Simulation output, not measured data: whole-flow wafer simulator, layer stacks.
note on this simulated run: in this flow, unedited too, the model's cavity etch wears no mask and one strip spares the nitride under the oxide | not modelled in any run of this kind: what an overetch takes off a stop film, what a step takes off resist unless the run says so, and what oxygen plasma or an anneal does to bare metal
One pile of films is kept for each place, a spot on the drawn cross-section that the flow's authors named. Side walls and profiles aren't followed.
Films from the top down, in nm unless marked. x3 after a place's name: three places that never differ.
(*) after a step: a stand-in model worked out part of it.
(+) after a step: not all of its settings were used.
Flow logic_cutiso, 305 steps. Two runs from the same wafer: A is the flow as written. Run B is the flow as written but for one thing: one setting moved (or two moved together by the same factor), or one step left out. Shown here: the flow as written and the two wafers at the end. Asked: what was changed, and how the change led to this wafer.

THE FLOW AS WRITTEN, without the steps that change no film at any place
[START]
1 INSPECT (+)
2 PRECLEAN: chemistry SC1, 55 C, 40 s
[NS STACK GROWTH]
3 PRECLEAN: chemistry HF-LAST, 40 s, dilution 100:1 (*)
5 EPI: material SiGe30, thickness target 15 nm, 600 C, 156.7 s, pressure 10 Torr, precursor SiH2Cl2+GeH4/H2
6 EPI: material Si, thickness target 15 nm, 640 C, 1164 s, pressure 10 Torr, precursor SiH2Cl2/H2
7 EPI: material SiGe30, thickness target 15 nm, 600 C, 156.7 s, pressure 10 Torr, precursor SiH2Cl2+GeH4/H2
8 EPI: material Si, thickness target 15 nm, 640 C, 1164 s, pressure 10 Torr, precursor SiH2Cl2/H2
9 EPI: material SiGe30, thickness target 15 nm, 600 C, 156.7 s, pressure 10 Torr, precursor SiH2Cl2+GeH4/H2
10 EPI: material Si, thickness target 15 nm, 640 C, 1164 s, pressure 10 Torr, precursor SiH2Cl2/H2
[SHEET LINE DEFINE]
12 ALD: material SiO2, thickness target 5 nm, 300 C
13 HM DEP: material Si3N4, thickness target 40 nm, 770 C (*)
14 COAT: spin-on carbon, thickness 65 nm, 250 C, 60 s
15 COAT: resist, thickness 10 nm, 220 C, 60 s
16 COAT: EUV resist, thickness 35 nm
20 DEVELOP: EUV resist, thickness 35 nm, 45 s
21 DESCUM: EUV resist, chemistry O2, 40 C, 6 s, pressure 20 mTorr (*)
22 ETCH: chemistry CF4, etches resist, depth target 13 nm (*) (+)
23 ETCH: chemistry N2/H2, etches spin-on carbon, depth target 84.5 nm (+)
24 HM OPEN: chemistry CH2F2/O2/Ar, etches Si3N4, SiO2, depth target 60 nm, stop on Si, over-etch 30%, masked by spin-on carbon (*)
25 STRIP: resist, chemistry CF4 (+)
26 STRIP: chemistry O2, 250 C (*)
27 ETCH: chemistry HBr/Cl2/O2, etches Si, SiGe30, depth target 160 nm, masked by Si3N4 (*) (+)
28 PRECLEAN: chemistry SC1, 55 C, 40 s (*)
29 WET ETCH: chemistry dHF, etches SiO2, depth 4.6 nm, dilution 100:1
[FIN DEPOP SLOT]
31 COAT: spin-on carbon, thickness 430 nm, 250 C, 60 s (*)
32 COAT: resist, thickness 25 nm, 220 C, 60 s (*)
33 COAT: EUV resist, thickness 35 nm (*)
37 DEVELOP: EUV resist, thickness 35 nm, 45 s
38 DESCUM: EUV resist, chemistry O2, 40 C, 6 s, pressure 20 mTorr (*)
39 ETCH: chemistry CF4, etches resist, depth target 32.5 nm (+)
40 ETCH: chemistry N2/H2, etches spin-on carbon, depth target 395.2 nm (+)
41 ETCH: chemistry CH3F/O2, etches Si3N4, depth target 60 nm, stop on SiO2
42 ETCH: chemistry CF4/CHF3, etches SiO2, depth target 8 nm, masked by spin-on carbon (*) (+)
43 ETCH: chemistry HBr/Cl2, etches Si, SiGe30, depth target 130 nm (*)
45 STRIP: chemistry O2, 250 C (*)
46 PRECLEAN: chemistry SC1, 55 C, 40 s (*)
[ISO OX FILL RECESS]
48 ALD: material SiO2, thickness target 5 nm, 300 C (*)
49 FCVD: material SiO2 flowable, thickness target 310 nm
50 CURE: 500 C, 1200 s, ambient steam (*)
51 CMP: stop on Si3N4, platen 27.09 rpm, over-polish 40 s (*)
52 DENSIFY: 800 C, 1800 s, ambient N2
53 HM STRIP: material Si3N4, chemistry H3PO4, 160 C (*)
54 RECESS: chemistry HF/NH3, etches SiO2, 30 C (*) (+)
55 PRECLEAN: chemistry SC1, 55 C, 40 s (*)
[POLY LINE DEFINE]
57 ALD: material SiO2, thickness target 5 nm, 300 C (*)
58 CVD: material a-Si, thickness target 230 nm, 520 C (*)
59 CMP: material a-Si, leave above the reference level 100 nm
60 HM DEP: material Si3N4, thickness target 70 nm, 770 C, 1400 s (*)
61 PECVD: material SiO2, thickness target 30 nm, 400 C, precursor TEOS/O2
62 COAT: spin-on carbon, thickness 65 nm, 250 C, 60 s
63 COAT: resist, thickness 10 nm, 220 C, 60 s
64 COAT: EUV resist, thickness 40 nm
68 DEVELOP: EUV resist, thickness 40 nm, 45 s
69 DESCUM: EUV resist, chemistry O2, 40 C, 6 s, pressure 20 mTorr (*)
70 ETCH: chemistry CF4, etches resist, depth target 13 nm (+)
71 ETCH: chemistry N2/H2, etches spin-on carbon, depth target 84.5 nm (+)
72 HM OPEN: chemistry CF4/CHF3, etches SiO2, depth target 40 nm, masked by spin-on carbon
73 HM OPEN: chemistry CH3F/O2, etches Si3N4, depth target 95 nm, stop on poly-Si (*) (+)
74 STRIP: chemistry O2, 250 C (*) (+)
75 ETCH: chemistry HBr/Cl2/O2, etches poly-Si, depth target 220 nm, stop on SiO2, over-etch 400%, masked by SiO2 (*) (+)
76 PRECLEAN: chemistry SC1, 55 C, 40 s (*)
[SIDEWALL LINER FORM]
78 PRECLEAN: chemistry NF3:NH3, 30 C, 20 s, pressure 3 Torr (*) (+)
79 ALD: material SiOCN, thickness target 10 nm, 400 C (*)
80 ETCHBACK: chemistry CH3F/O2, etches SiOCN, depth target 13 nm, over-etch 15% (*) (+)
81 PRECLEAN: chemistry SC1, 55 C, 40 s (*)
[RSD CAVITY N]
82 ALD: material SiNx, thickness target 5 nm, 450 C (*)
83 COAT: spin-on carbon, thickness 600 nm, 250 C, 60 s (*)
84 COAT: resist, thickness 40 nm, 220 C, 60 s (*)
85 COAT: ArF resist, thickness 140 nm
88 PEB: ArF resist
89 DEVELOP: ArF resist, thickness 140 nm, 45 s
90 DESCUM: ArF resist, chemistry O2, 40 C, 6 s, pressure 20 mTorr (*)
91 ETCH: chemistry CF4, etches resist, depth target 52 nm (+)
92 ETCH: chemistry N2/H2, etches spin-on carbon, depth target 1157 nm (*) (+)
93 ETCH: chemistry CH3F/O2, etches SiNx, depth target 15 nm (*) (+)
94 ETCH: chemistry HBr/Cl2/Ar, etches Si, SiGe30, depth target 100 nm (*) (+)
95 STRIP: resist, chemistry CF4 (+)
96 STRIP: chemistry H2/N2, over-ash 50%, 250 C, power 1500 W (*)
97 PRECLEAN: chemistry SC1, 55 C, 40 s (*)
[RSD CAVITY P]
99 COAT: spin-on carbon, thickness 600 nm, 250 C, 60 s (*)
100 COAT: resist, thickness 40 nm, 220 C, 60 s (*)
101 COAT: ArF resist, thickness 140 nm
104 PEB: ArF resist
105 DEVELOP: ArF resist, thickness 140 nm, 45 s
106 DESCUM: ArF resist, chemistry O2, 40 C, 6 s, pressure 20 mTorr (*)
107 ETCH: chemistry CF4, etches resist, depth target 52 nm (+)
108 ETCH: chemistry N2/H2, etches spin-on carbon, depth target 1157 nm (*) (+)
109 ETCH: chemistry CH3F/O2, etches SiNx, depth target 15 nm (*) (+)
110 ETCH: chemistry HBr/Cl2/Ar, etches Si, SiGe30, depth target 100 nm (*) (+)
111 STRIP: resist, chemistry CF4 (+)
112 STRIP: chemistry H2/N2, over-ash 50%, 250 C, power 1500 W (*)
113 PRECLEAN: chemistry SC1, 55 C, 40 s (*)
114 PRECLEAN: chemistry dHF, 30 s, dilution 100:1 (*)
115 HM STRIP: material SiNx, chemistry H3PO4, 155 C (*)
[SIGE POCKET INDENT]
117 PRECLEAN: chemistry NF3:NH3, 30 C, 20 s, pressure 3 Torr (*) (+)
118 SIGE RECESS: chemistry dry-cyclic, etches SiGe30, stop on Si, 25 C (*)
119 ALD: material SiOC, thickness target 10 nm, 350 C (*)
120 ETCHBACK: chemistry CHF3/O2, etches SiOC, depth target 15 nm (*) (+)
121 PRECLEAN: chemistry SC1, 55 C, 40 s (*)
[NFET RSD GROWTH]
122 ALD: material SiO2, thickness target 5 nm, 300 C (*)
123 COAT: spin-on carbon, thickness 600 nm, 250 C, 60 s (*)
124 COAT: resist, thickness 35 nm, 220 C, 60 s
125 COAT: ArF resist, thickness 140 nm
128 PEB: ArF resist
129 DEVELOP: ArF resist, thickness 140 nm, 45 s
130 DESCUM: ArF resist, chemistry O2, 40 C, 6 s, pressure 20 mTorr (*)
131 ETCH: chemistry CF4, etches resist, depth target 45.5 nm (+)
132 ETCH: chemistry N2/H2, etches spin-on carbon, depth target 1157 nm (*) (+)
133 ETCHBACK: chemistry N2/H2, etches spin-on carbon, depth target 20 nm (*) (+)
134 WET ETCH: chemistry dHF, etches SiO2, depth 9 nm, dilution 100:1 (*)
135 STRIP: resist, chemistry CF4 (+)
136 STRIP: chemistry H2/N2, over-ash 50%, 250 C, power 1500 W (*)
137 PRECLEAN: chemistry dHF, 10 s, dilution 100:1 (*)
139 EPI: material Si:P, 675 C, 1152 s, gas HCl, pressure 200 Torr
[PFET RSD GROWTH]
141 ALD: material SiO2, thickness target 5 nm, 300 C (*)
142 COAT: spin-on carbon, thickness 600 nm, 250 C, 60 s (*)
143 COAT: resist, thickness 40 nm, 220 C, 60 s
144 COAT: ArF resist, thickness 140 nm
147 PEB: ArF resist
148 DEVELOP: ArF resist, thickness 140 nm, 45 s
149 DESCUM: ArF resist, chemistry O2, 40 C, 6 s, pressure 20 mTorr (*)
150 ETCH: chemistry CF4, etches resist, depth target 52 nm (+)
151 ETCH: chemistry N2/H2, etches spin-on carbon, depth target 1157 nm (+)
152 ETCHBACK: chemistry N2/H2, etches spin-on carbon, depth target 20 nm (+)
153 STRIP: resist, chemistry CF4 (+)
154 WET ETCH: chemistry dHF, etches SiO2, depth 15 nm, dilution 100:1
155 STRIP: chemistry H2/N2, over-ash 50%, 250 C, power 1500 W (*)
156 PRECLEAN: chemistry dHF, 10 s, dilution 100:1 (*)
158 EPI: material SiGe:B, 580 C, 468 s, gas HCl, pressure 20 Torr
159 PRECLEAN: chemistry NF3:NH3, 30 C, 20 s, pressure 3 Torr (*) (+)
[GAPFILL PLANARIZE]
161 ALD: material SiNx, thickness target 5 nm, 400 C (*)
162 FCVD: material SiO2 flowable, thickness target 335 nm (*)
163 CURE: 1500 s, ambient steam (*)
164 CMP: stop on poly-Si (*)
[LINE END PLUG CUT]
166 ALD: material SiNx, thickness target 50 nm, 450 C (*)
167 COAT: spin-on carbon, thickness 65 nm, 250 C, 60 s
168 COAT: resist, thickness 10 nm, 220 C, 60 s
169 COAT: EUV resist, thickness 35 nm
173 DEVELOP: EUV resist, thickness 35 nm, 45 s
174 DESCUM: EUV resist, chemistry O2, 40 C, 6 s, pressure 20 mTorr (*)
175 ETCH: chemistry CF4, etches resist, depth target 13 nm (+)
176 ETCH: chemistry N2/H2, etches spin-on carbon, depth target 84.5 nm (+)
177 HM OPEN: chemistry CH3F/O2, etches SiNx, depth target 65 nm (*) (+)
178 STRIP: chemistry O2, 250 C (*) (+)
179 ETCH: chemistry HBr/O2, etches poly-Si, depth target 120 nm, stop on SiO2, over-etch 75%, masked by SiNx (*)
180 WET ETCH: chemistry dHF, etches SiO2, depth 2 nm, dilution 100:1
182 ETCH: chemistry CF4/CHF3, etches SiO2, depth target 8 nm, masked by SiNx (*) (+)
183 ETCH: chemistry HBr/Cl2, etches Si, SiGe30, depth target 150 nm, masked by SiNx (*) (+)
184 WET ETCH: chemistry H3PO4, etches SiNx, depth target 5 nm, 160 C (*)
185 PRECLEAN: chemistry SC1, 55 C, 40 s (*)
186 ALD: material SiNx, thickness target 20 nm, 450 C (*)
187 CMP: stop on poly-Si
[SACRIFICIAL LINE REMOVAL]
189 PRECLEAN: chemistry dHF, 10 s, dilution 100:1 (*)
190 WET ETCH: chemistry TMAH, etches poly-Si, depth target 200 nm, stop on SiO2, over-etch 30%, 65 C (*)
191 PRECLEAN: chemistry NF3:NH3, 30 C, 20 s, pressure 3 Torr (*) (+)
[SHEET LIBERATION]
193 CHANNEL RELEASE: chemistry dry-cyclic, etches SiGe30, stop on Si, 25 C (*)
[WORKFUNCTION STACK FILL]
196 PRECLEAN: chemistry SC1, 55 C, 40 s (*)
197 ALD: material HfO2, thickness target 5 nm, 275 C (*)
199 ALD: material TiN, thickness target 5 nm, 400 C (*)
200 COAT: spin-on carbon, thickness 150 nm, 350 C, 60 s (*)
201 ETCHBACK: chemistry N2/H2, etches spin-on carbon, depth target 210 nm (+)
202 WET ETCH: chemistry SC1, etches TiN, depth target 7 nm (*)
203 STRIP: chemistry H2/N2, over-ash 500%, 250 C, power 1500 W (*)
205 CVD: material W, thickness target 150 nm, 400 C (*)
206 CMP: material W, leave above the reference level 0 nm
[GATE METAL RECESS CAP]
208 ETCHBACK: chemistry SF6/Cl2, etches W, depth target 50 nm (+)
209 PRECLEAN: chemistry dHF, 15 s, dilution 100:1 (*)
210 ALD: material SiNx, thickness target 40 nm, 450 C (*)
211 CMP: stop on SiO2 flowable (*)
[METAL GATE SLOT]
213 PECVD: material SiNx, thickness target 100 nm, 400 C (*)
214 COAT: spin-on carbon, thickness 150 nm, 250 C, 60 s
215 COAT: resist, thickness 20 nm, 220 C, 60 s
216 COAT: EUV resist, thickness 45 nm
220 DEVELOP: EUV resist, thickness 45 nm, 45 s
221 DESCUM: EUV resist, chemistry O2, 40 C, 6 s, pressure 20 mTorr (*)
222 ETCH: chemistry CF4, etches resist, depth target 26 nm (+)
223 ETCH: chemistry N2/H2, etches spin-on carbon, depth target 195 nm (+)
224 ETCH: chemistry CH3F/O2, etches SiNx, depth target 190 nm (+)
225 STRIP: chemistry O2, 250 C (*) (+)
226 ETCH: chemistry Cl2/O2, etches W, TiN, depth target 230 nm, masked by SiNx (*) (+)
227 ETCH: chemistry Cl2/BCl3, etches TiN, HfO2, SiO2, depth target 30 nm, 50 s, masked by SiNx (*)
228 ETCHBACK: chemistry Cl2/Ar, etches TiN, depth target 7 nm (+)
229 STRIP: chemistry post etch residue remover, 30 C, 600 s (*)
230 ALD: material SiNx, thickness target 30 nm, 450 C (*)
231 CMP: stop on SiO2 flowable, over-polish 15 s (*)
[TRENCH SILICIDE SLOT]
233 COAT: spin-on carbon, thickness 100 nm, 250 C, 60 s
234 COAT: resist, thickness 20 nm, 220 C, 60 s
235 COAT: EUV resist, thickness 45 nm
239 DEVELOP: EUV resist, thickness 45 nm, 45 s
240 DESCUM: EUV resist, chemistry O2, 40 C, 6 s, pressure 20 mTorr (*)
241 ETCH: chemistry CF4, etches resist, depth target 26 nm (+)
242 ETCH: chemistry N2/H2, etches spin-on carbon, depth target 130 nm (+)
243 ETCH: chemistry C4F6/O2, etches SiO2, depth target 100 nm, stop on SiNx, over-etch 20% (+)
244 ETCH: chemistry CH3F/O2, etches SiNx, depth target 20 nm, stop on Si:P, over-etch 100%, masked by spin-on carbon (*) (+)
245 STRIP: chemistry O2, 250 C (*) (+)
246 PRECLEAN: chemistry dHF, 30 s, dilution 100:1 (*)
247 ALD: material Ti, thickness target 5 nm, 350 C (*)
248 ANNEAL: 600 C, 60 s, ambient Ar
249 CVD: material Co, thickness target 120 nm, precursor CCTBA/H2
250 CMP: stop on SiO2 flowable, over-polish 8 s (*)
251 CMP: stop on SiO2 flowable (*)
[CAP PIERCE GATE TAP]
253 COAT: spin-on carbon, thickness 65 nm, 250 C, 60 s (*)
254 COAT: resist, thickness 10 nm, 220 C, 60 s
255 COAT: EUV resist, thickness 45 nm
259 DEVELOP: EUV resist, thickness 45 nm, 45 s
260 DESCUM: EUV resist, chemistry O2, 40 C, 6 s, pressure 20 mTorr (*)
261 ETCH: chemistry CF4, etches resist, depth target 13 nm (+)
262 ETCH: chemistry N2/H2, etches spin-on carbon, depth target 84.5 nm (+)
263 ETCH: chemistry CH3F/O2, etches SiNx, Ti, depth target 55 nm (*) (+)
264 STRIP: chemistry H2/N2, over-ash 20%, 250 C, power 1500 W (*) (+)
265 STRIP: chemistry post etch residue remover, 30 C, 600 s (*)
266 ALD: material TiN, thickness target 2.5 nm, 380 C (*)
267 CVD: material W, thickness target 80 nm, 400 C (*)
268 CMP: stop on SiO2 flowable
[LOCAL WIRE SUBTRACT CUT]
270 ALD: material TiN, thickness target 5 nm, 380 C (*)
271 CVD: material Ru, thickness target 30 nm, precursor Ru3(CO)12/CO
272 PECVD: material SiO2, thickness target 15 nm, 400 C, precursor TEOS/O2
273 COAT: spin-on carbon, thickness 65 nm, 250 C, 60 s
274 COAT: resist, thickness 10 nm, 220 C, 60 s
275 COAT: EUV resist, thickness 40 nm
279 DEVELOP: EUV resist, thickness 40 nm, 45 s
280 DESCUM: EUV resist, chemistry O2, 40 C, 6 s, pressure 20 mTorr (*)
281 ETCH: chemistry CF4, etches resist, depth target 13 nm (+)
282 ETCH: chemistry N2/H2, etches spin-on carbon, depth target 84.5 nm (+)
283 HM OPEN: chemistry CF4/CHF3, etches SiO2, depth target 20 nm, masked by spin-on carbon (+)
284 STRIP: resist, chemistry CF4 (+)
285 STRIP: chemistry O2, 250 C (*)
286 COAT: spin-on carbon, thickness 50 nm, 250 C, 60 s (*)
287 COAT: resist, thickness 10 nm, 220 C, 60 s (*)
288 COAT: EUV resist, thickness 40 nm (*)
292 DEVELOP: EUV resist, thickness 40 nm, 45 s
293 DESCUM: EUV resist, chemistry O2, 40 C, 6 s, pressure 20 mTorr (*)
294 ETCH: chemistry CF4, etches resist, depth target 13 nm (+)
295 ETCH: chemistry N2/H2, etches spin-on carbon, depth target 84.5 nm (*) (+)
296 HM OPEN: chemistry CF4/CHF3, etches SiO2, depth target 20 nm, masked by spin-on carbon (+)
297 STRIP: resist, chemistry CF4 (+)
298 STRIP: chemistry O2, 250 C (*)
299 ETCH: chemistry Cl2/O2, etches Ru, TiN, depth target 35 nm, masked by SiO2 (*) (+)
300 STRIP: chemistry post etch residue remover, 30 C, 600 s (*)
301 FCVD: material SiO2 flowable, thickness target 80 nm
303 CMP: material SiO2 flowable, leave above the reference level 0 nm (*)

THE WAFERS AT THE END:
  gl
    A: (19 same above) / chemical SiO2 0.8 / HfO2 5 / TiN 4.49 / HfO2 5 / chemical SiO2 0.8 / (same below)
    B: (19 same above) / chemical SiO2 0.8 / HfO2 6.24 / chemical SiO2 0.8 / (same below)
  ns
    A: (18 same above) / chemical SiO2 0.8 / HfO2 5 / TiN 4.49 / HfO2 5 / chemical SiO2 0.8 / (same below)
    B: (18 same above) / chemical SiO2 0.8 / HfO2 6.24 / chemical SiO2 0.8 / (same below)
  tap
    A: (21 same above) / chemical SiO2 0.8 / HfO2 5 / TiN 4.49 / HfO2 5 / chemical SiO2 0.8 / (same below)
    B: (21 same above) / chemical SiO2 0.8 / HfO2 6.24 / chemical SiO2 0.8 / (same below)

The cause: step 5, EPI: 70.5 s was run, where the flow has 156.7 s.

How the change led to this, step by step:
  5 EPI: material SiGe30, thickness target 15 nm, 600 C, 156.7 s, pressure 10 Torr, precursor SiH2Cl2+GeH4/H2
      depop, dpovl, gfld and 19 more: A SiGe30 +15 (new film) | B SiGe30 +6.75 (new film)
  27 ETCH: chemistry HBr/Cl2/O2, etches Si, SiGe30, depth target 160 nm, masked by Si3N4 (*) (+)
      gfld, gxf, iso, lnri: A chemical SiO2 -0.79 (all of it), Si -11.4 (all of it), SiGe30 -15 (all of it), Si -15 (all of it), SiGe30 -15 (all of it), Si -15 (all of it), SiGe30 -15 (all of it), Si -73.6 | B chemical SiO2 -0.79 (all of it), Si -11.4 (all of it), SiGe30 -15 (all of it), Si -15 (all of it), SiGe30 -15 (all of it), Si -15 (all of it), SiGe30 -6.75 (all of it), Si -81.9
      dpovl, nsgap: A chemical SiO2 -0.79 (all of it), Si -11.8 (all of it), SiGe30 -15 (all of it), Si -15 (all of it), SiGe30 -15 (all of it), Si -15 (all of it), SiGe30 -15 (all of it), Si -73.2 | B chemical SiO2 -0.79 (all of it), Si -11.8 (all of it), SiGe30 -15 (all of it), Si -15 (all of it), SiGe30 -15 (all of it), Si -15 (all of it), SiGe30 -6.75 (all of it), Si -81.5
      (and at 1 more place)
  43 ETCH: chemistry HBr/Cl2, etches Si, SiGe30, depth target 130 nm (*)
      depop: A Si -14 (all of it), SiGe30 -15 (all of it), Si -15 (all of it), SiGe30 -15 (all of it), Si -15 (all of it), SiGe30 -15 (all of it), Si -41 | B Si -14 (all of it), SiGe30 -15 (all of it), Si -15 (all of it), SiGe30 -15 (all of it), Si -15 (all of it), SiGe30 -6.75 (all of it), Si -49.2
  94 ETCH: chemistry HBr/Cl2/Ar, etches Si, SiGe30, depth target 100 nm (*) (+)
      rsdn, rsdx: A chemical SiO2 -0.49 (all of it), Si -12.8 (all of it), SiGe30 -15 (all of it), Si -15 (all of it), SiGe30 -15 (all of it), Si -15 (all of it), SiGe30 -15 (all of it), Si -12.2 | B chemical SiO2 -0.49 (all of it), Si -12.8 (all of it), SiGe30 -15 (all of it), Si -15 (all of it), SiGe30 -15 (all of it), Si -15 (all of it), SiGe30 -6.75 (all of it), Si -20.4
  110 ETCH: chemistry HBr/Cl2/Ar, etches Si, SiGe30, depth target 100 nm (*) (+)
      rsdp, rsdw: A chemical SiO2 -0.49 (all of it), Si -12.8 (all of it), SiGe30 -15 (all of it), Si -15 (all of it), SiGe30 -15 (all of it), Si -15 (all of it), SiGe30 -15 (all of it), Si -12.2 | B chemical SiO2 -0.49 (all of it), Si -12.8 (all of it), SiGe30 -15 (all of it), Si -15 (all of it), SiGe30 -15 (all of it), Si -15 (all of it), SiGe30 -6.75 (all of it), Si -20.4
  118 SIGE RECESS: chemistry dry-cyclic, etches SiGe30, stop on Si, 25 C (*)
      lnr, lnrp, lnrt: A SiOCN -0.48, Si -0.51, cavity +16 (new film), SiGe30 -15 (all of it), Si -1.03, cavity +16 (new film), SiGe30 -15 (all of it), Si -1.03, cavity +16 (new film), SiGe30 -15 (all of it), Si -0.51 | B SiOCN -0.48, Si -0.51, cavity +16 (new film), SiGe30 -15 (all of it), Si -1.03, cavity +16 (new film), SiGe30 -15 (all of it), Si -1.03, cavity +7.78 (new film), SiGe30 -6.75 (all of it), Si -0.51
  119 ALD: material SiOC, thickness target 10 nm, 350 C (*)
      lnr, lnrp, lnrt: A SiOC +10 (new film), SiOC +16 (new film), cavity -16 (all of it), SiOC +16 (new film), cavity -16 (all of it), SiOC +16 (new film), cavity -16 (all of it) | B SiOC +10 (new film), SiOC +16 (new film), cavity -16 (all of it), SiOC +16 (new film), cavity -16 (all of it), SiOC +7.78 (new film), cavity -7.78 (all of it)
  183 ETCH: chemistry HBr/Cl2, etches Si, SiGe30, depth target 150 nm, masked by SiNx (*) (+)
      plug: A Si -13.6 (all of it), SiGe30 -15 (all of it), Si -15 (all of it), SiGe30 -15 (all of it), Si -15 (all of it), SiGe30 -15 (all of it), Si -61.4 | B Si -13.6 (all of it), SiGe30 -15 (all of it), Si -15 (all of it), SiGe30 -15 (all of it), Si -15 (all of it), SiGe30 -6.75 (all of it), Si -69.7
  193 CHANNEL RELEASE: chemistry dry-cyclic, etches SiGe30, stop on Si, 25 C (*)
      gl, glp, gxn, gxp, ns, tap: A chemical SiO2 +0.8 (new film), Si -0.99, chemical SiO2 +0.8 (new film), cavity +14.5 (new film), chemical SiO2 +0.8 (new film), SiGe30 -15 (all of it), Si -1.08, chemical SiO2 +0.8 (new film), cavity +14.5 (new film), chemical SiO2 +0.8 (new film), SiGe30 -15 (all of it), Si -1.08, chemical SiO2 +0.8 (new film), cavity +14.5 (new film), chemical SiO2 +0.8 (new film), SiGe30 -15 (all of it), Si -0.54 | B chemical SiO2 +0.8 (new film), Si -0.99, chemical SiO2 +0.8 (new film), cavity +14.5 (new film), chemical SiO2 +0.8 (new film), SiGe30 -15 (all of it), Si -1.08, chemical SiO2 +0.8 (new film), cavity +14.5 (new film), chemical SiO2 +0.8 (new film), SiGe30 -15 (all of it), Si -1.08, chemical SiO2 +0.8 (new film), cavity +6.24 (new film), chemical SiO2 +0.8 (new film), SiGe30 -6.75 (all of it), Si -0.54
  197 ALD: material HfO2, thickness target 5 nm, 275 C (*)
      gl, glp, gxn, gxp, ns, tap: A HfO2 +5 (new film), HfO2 +5 (new film), cavity -10, HfO2 +5 (new film), HfO2 +5 (new film), cavity -10, HfO2 +5 (new film), HfO2 +5 (new film), cavity -10, HfO2 +5 (new film) | B HfO2 +5 (new film), HfO2 +5 (new film), cavity -10, HfO2 +5 (new film), HfO2 +5 (new film), cavity -10, HfO2 +5 (new film), HfO2 +6.24 (new film), cavity -6.24 (all of it)
  199 ALD: material TiN, thickness target 5 nm, 400 C (*)
      gl, glp, tap: A TiN +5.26 (new film), TiN +4.49 (new film), cavity -4.49 (all of it), TiN +4.49 (new film), cavity -4.49 (all of it), TiN +4.49 (new film), cavity -4.49 (all of it) | B TiN +5.26 (new film), TiN +4.49 (new film), cavity -4.49 (all of it), TiN +4.49 (new film), cavity -4.49 (all of it)
      gxn, gxp, ns: A TiN +5 (new film), TiN +4.49 (new film), cavity -4.49 (all of it), TiN +4.49 (new film), cavity -4.49 (all of it), TiN +4.49 (new film), cavity -4.49 (all of it) | B TiN +5 (new film), TiN +4.49 (new film), cavity -4.49 (all of it), TiN +4.49 (new film), cavity -4.49 (all of it)
Counting metal films that touch as one body, gl has 3 bodies (between them, from the top down: HfO2 5 / chemical SiO2 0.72 / Si 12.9 / chemical SiO2 0.8 / HfO2 5; HfO2 5 / chemical SiO2 0.8 / Si 13.9 / chemical SiO2 0.8 / HfO2 5); the flow as written gives 4 bodies (between them, from the top down: HfO2 5 / chemical SiO2 0.72 / Si 12.9 / chemical SiO2 0.8 / HfO2 5; HfO2 5 / chemical SiO2 0.8 / Si 13.9 / chemical SiO2 0.8 / HfO2 5; HfO2 5 / chemical SiO2 0.8 / Si 13.9 / chemical SiO2 0.8 / HfO2 5).
Counting metal films that touch as one body, ns has 3 bodies (between them, from the top down: HfO2 5 / chemical SiO2 0.72 / Si 12.9 / chemical SiO2 0.8 / HfO2 5; HfO2 5 / chemical SiO2 0.8 / Si 13.9 / chemical SiO2 0.8 / HfO2 5); the flow as written gives 4 bodies (between them, from the top down: HfO2 5 / chemical SiO2 0.72 / Si 12.9 / chemical SiO2 0.8 / HfO2 5; HfO2 5 / chemical SiO2 0.8 / Si 13.9 / chemical SiO2 0.8 / HfO2 5; HfO2 5 / chemical SiO2 0.8 / Si 13.9 / chemical SiO2 0.8 / HfO2 5).
Counting metal films that touch as one body, tap has 3 bodies (between them, from the top down: HfO2 5 / chemical SiO2 0.72 / Si 12.9 / chemical SiO2 0.8 / HfO2 5; HfO2 5 / chemical SiO2 0.8 / Si 13.9 / chemical SiO2 0.8 / HfO2 5); the flow as written gives 4 bodies (between them, from the top down: HfO2 5 / chemical SiO2 0.72 / Si 12.9 / chemical SiO2 0.8 / HfO2 5; HfO2 5 / chemical SiO2 0.8 / Si 13.9 / chemical SiO2 0.8 / HfO2 5; HfO2 5 / chemical SiO2 0.8 / Si 13.9 / chemical SiO2 0.8 / HfO2 5).
